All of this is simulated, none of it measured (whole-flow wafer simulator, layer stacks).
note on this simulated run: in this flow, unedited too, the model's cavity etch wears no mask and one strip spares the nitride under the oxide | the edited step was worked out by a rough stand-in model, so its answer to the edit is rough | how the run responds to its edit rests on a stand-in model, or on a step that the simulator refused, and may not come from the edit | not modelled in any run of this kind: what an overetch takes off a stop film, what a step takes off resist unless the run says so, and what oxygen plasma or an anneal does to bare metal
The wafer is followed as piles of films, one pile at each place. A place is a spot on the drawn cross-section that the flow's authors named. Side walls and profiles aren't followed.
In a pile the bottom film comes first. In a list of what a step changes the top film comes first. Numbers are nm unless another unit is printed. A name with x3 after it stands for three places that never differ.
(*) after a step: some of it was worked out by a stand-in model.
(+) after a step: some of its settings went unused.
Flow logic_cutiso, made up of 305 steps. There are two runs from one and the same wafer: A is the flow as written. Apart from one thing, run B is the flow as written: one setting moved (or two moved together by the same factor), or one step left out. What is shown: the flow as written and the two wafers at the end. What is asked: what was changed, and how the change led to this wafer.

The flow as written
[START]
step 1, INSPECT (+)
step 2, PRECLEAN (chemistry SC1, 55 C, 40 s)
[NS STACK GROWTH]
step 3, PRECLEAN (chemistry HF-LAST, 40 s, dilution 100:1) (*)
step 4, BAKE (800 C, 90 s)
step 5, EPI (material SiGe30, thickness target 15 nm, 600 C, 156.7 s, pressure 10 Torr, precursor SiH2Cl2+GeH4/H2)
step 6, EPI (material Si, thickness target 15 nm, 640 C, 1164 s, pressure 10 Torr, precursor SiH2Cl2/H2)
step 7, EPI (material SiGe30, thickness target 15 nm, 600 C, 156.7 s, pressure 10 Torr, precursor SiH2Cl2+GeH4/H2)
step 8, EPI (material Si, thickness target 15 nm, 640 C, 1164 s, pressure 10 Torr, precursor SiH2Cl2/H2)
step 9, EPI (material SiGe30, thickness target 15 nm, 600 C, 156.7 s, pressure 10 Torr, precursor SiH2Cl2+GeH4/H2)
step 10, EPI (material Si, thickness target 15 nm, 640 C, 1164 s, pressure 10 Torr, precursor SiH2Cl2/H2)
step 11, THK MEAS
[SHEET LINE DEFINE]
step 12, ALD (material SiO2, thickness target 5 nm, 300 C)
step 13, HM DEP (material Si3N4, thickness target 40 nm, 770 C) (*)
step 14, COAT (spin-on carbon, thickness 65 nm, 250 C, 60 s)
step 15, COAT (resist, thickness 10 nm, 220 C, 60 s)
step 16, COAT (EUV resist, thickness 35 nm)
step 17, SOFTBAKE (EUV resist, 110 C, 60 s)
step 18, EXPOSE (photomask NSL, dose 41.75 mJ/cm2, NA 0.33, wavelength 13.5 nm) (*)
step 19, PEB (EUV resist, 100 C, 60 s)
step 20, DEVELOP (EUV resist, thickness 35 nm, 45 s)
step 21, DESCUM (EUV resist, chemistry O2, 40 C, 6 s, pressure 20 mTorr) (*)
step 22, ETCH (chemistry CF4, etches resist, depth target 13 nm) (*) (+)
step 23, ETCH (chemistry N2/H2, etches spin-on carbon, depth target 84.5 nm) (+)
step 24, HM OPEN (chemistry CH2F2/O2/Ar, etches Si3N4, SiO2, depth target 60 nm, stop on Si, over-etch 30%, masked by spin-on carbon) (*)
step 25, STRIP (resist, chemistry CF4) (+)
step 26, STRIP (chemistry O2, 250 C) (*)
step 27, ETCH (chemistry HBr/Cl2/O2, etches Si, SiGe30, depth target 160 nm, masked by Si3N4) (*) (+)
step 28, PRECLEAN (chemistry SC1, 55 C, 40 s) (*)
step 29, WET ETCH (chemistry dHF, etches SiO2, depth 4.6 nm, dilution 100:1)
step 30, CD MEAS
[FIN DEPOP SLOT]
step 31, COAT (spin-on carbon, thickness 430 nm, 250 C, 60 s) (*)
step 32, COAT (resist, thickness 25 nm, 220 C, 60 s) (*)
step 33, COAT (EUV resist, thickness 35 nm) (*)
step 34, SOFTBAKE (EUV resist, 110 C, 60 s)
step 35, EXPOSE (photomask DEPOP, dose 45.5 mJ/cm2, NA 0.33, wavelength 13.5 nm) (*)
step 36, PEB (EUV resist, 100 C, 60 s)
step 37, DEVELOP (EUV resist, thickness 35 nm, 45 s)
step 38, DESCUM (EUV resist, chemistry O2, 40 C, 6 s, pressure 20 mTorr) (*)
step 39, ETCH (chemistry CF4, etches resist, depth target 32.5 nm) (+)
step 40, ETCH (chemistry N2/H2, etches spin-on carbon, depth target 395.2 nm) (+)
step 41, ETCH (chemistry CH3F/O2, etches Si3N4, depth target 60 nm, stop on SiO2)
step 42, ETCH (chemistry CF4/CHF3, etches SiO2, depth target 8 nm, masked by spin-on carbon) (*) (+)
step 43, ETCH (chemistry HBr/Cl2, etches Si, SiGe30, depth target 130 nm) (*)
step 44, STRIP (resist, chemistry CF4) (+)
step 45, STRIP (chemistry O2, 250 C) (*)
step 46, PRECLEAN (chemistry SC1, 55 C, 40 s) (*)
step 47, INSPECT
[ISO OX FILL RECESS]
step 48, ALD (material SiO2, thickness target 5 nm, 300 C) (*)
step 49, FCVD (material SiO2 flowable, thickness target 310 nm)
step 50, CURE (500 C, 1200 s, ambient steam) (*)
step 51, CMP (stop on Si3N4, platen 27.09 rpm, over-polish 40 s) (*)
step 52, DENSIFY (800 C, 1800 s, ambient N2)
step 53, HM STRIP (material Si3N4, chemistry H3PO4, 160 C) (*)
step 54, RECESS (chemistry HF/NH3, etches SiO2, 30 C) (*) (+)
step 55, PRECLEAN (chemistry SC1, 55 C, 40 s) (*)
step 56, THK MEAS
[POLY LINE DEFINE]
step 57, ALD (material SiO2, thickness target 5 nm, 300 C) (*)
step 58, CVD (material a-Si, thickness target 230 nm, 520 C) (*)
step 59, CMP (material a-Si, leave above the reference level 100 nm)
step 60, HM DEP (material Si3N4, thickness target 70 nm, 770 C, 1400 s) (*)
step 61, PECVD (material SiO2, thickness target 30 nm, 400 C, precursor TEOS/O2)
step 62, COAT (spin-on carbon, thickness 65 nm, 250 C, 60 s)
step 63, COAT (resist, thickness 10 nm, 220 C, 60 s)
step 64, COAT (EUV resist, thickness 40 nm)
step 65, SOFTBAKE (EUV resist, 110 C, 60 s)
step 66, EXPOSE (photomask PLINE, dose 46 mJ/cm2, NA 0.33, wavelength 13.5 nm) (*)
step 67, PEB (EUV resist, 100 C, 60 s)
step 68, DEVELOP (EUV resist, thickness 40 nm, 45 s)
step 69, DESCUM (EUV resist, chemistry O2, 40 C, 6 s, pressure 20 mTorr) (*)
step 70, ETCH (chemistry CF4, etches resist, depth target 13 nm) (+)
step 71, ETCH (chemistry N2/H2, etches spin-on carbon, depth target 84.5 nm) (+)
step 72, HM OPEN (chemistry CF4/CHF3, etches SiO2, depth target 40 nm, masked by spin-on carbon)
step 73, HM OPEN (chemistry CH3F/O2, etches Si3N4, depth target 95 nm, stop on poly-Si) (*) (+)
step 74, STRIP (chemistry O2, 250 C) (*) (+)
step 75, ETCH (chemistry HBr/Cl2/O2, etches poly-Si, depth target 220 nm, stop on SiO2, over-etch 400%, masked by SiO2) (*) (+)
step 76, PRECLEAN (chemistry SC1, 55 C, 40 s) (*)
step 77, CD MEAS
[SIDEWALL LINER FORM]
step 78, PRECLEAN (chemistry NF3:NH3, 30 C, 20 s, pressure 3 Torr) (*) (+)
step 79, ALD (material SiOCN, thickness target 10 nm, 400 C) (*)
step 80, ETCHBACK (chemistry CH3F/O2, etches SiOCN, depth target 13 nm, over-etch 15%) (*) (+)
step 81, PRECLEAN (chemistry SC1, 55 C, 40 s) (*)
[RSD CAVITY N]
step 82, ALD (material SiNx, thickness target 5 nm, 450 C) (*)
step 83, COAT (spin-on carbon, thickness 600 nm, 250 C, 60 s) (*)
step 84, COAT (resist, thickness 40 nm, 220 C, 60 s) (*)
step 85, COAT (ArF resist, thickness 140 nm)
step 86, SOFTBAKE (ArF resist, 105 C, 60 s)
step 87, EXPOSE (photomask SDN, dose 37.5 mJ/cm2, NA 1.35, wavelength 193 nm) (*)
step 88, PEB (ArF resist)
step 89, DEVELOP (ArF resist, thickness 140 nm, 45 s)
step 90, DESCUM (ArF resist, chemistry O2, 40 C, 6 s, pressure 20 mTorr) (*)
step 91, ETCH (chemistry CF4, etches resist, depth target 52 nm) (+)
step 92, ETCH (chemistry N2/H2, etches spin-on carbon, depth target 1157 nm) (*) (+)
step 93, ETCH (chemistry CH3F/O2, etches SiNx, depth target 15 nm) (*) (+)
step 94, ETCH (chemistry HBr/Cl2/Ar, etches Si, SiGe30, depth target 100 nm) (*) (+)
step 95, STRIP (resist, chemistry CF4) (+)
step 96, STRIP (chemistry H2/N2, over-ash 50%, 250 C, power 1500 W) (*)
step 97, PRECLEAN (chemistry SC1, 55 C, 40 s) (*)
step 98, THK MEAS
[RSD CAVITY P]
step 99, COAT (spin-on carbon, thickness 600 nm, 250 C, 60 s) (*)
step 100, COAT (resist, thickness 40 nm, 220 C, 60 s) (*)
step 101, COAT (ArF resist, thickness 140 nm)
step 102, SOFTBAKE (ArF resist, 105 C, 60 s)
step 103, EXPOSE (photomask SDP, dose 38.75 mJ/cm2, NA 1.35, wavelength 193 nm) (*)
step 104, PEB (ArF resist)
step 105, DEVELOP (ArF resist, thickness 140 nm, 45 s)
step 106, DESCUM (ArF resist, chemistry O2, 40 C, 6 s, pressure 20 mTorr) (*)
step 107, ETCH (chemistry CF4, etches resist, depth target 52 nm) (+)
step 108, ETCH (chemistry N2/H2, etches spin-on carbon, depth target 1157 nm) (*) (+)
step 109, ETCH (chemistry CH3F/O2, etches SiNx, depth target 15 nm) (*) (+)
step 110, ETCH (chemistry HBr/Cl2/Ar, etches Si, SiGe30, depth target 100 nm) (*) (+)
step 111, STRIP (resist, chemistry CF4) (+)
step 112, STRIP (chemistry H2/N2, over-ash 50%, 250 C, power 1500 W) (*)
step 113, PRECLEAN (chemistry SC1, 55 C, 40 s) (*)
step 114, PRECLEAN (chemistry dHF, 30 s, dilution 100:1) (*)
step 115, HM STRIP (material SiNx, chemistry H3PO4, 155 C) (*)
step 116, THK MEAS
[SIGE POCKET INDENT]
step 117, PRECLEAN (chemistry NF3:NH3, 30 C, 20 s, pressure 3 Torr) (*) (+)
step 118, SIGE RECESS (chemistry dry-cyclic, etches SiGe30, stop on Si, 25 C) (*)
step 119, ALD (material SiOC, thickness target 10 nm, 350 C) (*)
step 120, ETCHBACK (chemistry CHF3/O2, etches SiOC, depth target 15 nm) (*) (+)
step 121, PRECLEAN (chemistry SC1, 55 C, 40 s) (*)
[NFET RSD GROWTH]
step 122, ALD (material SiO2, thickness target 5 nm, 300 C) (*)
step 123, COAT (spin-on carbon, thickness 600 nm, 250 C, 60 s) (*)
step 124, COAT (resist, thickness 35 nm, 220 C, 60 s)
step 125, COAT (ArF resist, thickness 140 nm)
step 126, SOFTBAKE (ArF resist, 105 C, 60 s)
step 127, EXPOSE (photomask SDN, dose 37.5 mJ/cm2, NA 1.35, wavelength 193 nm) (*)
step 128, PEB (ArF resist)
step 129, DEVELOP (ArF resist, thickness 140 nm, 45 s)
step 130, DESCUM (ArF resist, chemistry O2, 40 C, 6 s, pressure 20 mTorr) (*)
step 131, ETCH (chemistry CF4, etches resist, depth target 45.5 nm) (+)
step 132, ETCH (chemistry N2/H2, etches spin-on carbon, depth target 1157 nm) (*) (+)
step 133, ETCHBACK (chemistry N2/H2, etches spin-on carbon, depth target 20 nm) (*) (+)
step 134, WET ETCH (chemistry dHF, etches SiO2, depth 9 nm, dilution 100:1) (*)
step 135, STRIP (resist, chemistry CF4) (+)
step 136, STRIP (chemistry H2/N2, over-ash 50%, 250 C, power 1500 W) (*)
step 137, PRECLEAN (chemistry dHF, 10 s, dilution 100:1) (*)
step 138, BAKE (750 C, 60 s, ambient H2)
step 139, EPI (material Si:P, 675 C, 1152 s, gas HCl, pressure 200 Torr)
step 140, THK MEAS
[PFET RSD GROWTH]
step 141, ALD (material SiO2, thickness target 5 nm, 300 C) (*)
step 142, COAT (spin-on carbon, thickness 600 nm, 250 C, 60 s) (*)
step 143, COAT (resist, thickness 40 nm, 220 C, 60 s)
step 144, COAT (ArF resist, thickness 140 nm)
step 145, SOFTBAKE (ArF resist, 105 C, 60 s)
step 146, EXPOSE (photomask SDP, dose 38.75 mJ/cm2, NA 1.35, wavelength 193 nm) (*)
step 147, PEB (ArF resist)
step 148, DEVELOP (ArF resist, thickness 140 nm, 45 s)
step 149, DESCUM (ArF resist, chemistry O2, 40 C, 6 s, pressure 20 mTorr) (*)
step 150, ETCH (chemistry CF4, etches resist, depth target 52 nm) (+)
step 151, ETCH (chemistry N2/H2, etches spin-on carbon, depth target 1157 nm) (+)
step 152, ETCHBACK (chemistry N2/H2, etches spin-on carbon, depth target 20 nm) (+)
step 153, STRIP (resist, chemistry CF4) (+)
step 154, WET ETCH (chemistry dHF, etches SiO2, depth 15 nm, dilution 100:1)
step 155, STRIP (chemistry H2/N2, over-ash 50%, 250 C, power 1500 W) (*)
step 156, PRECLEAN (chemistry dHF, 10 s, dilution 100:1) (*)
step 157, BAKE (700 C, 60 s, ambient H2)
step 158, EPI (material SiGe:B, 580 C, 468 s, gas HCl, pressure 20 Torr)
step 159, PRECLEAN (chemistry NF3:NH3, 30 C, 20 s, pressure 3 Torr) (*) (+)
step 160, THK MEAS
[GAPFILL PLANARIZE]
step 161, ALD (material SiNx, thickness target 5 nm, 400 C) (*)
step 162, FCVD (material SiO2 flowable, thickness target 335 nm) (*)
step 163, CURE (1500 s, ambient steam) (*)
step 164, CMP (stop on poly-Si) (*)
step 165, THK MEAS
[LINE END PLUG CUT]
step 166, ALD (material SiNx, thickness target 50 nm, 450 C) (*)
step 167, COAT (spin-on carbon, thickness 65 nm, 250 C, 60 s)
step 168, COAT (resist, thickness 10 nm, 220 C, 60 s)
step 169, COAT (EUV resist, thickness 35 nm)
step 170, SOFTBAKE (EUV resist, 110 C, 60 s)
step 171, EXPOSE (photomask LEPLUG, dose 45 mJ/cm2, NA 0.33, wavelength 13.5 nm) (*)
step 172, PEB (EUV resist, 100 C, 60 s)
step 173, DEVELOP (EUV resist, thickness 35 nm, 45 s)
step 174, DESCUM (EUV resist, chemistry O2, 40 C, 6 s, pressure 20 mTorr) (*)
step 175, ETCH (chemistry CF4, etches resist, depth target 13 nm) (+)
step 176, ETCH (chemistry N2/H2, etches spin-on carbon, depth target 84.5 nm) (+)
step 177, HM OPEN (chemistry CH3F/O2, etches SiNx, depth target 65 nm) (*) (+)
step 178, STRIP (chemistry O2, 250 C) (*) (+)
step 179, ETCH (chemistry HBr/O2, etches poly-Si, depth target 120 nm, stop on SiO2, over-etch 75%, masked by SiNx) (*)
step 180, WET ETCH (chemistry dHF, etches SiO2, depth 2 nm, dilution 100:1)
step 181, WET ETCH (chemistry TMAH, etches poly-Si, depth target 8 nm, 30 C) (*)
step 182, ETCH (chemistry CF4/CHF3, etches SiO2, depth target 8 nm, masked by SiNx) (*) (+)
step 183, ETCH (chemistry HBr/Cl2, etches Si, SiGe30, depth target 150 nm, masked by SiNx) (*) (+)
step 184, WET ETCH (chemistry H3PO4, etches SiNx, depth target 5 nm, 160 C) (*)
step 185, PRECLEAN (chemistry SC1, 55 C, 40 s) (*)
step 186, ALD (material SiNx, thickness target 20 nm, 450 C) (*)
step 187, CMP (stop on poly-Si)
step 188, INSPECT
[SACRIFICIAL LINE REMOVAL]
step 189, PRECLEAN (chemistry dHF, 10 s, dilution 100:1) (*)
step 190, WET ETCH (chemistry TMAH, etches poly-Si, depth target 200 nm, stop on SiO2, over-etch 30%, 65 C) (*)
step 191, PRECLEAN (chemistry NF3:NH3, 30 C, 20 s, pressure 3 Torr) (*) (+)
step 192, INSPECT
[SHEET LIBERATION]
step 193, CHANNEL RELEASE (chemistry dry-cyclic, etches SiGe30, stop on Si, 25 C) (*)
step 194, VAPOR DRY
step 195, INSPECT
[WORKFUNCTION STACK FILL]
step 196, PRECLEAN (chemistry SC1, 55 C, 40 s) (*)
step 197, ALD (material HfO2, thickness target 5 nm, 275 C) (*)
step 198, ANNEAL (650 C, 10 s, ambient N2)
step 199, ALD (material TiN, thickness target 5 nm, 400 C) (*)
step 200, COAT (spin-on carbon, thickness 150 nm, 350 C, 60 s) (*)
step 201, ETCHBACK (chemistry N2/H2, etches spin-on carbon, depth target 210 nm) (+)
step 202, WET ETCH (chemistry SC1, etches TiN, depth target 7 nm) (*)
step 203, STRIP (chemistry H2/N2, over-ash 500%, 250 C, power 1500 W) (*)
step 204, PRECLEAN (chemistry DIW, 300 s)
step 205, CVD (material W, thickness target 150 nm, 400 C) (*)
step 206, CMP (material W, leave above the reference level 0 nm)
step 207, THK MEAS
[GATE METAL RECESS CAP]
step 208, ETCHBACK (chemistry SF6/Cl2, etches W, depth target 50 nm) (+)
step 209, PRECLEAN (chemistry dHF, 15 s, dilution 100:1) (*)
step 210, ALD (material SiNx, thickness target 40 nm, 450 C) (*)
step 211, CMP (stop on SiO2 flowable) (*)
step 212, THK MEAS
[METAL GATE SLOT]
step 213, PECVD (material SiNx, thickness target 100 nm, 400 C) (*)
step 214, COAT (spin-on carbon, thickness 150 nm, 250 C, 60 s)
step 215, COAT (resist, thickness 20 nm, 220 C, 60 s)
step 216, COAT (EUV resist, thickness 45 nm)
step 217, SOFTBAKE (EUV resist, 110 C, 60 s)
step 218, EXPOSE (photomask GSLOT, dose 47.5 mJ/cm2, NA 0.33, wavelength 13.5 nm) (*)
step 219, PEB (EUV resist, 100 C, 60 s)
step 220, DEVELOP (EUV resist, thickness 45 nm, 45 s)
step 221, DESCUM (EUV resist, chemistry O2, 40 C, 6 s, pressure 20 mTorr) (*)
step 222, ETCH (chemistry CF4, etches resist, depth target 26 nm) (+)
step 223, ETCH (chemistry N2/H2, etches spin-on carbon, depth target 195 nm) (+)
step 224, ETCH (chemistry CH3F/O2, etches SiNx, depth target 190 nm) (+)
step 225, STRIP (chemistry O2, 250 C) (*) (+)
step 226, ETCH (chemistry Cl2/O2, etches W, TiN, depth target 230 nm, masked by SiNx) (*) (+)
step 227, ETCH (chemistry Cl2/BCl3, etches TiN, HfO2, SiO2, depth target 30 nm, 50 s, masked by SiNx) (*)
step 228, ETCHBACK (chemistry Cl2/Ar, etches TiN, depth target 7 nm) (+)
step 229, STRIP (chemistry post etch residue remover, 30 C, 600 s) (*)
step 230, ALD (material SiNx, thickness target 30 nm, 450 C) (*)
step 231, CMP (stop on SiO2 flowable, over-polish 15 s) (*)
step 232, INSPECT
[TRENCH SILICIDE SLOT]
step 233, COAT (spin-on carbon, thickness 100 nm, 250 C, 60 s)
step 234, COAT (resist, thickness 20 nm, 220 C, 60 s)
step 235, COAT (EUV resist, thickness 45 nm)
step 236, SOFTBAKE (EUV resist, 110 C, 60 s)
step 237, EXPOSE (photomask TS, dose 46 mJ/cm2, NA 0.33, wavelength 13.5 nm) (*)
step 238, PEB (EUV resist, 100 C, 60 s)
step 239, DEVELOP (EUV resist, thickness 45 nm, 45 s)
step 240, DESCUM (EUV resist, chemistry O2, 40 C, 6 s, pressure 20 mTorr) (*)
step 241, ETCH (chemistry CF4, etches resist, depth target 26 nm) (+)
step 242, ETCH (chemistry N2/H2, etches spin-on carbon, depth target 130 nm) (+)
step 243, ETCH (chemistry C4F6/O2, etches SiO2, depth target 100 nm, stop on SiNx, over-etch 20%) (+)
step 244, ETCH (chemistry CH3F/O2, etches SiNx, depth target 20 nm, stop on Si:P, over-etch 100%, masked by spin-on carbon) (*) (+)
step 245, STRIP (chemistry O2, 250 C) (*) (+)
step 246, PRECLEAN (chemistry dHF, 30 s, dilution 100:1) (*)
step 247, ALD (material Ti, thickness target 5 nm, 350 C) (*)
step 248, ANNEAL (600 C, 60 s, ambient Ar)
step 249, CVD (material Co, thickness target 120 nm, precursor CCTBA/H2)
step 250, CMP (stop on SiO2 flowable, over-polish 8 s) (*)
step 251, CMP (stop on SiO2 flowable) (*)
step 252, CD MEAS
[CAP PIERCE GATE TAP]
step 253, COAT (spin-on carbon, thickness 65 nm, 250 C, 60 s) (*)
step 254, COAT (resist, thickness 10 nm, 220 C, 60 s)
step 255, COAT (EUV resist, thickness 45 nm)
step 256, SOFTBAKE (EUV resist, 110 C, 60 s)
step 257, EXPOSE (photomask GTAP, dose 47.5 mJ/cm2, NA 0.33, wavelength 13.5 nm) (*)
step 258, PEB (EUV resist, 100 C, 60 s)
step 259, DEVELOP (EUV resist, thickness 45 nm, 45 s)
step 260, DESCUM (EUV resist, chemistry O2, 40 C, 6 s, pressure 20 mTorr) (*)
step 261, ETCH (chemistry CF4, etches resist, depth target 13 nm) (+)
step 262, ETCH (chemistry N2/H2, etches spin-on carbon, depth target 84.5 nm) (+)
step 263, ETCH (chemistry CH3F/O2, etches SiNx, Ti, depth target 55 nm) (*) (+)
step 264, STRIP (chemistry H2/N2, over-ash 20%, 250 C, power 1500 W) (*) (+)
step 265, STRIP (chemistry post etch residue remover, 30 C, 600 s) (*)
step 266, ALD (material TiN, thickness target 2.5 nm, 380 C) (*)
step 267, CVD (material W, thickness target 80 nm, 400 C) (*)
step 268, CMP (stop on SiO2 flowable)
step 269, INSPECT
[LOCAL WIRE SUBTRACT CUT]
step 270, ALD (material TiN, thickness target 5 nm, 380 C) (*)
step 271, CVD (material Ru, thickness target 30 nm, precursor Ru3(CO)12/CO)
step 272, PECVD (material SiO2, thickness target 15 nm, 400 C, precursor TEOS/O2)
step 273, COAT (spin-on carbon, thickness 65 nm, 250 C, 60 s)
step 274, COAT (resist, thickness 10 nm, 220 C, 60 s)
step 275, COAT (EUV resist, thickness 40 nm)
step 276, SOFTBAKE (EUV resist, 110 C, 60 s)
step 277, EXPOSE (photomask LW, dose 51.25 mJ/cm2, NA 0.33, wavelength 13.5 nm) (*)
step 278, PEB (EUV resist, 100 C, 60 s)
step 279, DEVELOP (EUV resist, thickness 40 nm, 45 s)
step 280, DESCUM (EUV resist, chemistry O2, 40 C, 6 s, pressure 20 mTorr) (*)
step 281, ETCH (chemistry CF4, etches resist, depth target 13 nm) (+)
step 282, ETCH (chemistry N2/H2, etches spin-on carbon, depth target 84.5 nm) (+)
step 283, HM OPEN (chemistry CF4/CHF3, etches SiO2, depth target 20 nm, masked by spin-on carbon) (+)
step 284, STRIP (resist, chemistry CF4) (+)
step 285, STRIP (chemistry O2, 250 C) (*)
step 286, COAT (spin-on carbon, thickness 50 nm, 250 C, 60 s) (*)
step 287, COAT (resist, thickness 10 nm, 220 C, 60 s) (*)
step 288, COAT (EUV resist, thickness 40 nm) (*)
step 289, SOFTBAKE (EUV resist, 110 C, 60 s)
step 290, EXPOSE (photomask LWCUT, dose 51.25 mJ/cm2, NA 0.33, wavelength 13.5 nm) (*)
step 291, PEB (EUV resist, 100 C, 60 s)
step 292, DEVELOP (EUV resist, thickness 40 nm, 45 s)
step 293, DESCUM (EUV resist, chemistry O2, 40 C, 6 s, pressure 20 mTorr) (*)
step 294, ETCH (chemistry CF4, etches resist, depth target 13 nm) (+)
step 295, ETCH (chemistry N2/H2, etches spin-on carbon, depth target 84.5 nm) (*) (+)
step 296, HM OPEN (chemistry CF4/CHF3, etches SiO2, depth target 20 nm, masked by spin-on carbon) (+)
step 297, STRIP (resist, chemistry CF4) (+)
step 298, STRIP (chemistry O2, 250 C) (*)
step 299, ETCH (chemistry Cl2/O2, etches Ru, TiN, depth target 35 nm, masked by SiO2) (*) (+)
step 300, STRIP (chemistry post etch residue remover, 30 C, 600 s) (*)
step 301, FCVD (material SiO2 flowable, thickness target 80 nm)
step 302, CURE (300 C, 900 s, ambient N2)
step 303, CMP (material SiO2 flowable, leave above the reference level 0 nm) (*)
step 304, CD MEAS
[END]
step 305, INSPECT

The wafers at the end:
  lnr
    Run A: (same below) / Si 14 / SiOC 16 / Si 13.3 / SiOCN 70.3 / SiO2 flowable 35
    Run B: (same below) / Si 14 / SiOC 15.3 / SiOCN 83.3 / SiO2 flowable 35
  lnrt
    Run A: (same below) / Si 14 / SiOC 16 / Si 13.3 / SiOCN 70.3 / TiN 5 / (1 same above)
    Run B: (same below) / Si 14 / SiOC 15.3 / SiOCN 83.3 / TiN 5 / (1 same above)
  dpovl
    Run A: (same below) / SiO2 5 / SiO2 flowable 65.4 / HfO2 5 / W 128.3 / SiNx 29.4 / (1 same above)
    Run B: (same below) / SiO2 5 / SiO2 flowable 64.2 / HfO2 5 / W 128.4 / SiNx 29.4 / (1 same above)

The reason: step 57, ALD: thickness target 4 nm was run, though the flow has thickness target 5 nm.

How this came from the change, step by step:
  step 57, ALD (material SiO2, thickness target 5 nm, 300 C) (*)
      depop, dpovl, gfld and 19 more: A +5 SiO2 (new film) | B +4 SiO2 (new film)
  step 75, ETCH (chemistry HBr/Cl2/O2, etches poly-Si, depth target 220 nm, stop on SiO2, over-etch 400%, masked by SiO2) (*) (+)
      lnr, lnrp, lnrt, rsdn, rsdp, rsdw, rsdx: A -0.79 chemical SiO2 (all of it), -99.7 poly-Si (all of it), -5 SiO2 (all of it) | B -0.79 chemical SiO2 (all of it), -99.7 poly-Si (all of it), -4 SiO2 (all of it), -0.49 chemical SiO2 (all of it), -13.9 Si (all of it)
      iso, lnri: A -0.79 chemical SiO2 (all of it), -189.1 poly-Si (all of it), -4.55 SiO2 | B -0.79 chemical SiO2 (all of it), -189.1 poly-Si (all of it), -4 SiO2 (all of it), -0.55 SiO2 flowable
  step 80, ETCHBACK (chemistry CH3F/O2, etches SiOCN, depth target 13 nm, over-etch 15%) (*) (+)
      rsdn, rsdp, rsdw, rsdx: A -10 SiOCN (all of it), -0.7 Si | B -10 SiOCN (all of it), -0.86 SiGe30
      lnr, lnrp, lnrt: A +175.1 SiOCN | B +188.1 SiOCN
  step 94, ETCH (chemistry HBr/Cl2/Ar, etches Si, SiGe30, depth target 100 nm) (*) (+)
      rsdn, rsdx: A -0.49 chemical SiO2 (all of it), -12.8 Si (all of it), -15 SiGe30 (all of it), -15 Si (all of it), -15 SiGe30 (all of it), -15 Si (all of it), -15 SiGe30 (all of it), -12.2 Si | B -0.49 chemical SiO2 (all of it), -13.7 SiGe30 (all of it), -15 Si (all of it), -15 SiGe30 (all of it), -15 Si (all of it), -15 SiGe30 (all of it), -26.3 Si
  step 110, ETCH (chemistry HBr/Cl2/Ar, etches Si, SiGe30, depth target 100 nm) (*) (+)
      rsdp, rsdw: A -0.49 chemical SiO2 (all of it), -12.8 Si (all of it), -15 SiGe30 (all of it), -15 Si (all of it), -15 SiGe30 (all of it), -15 Si (all of it), -15 SiGe30 (all of it), -12.2 Si | B -0.49 chemical SiO2 (all of it), -13.7 SiGe30 (all of it), -15 Si (all of it), -15 SiGe30 (all of it), -15 Si (all of it), -15 SiGe30 (all of it), -26.3 Si
  step 118, SIGE RECESS (chemistry dry-cyclic, etches SiGe30, stop on Si, 25 C) (*)
      lnr, lnrp, lnrt: A -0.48 SiOCN, -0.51 Si, +16 cavity (new film), -15 SiGe30 (all of it), -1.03 Si, +16 cavity (new film), -15 SiGe30 (all of it), -1.03 Si, +16 cavity (new film), -15 SiGe30 (all of it), -0.51 Si | B -0.48 SiOCN, +15.3 cavity (new film), -14.8 SiGe30 (all of it), -1.03 Si, +16 cavity (new film), -15 SiGe30 (all of it), -1.03 Si, +16 cavity (new film), -15 SiGe30 (all of it), -0.51 Si
  step 119, ALD (material SiOC, thickness target 10 nm, 350 C) (*)
      lnr, lnrp, lnrt: A +10 SiOC (new film), +16 SiOC (new film), -16 cavity (all of it), +16 SiOC (new film), -16 cavity (all of it), +16 SiOC (new film), -16 cavity (all of it) | B +10 SiOC (new film), +15.3 SiOC (new film), -15.3 cavity (all of it), +16 SiOC (new film), -16 cavity (all of it), +16 SiOC (new film), -16 cavity (all of it)
  step 139, EPI (material Si:P, 675 C, 1152 s, gas HCl, pressure 200 Torr)
      rsdn, rsdx: A +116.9 Si:P (new film) | B +131 Si:P (new film)
  step 141, ALD (material SiO2, thickness target 5 nm, 300 C) (*)
      gxn: A +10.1 SiO2 (new film) | B +6.15 SiO2 (new film)
  step 158, EPI (material SiGe:B, 580 C, 468 s, gas HCl, pressure 20 Torr)
      rsdp, rsdw: A +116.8 SiGe:B (new film) | B +131 SiGe:B (new film)
  step 159, PRECLEAN (chemistry NF3:NH3, 30 C, 20 s, pressure 3 Torr) (*) (+)
      gxn: A -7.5 SiO2 | B -4.63 SiO2 (all of it), -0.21 Si3N4
  step 164, CMP (stop on poly-Si) (*)
      gxn: A -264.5 SiO2 flowable (all of it), -5 SiNx (all of it), -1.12 SiO2 (all of it), -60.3 Si3N4 (all of it) | B -265.9 SiO2 flowable (all of it), -5 SiNx (all of it), -60.3 Si3N4 (all of it)
  step 180, WET ETCH (chemistry dHF, etches SiO2, depth 2 nm, dilution 100:1)
      plug: A -2 SiO2 | B -2.14 SiO2 (all of it)
  step 182, ETCH (chemistry CF4/CHF3, etches SiO2, depth target 8 nm, masked by SiNx) (*) (+)
      depop, dpovl, gfld and 18 more: A -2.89 SiNx | B nothing
      plug: A -1.14 SiO2 (all of it), -0.49 chemical SiO2 (all of it), -0.33 Si | B -0.49 chemical SiO2 (all of it), -0.1 Si
  step 187, CMP (stop on poly-Si)
      depop, dpovl, gfld and 18 more: A -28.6 SiNx (all of it) | B -31.5 SiNx (all of it)
      plug: A -28.6 SiNx | B -31.5 SiNx
  step 191, PRECLEAN (chemistry NF3:NH3, 30 C, 20 s, pressure 3 Torr) (*) (+)
      depop, dpovl, gfld, gxf, isow, nsgap: A -5 SiO2 (all of it), -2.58 SiO2 flowable | B -4 SiO2 (all of it), -3.74 SiO2 flowable
      gl, glp, gxn, gxp, ns, tap: A -5 SiO2 (all of it), -0.49 chemical SiO2 (all of it) | B -4 SiO2 (all of it), -0.49 chemical SiO2 (all of it)
  ... 2 other steps ...
  step 203, STRIP (chemistry H2/N2, over-ash 500%, 250 C, power 1500 W) (*)
      gl, glp: A -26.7 spin-on carbon (all of it) | B -26.1 spin-on carbon (all of it)
      gxn, gxp: A -26.8 spin-on carbon (all of it) | B -25.8 spin-on carbon (all of it)
      (also at 1 further place)
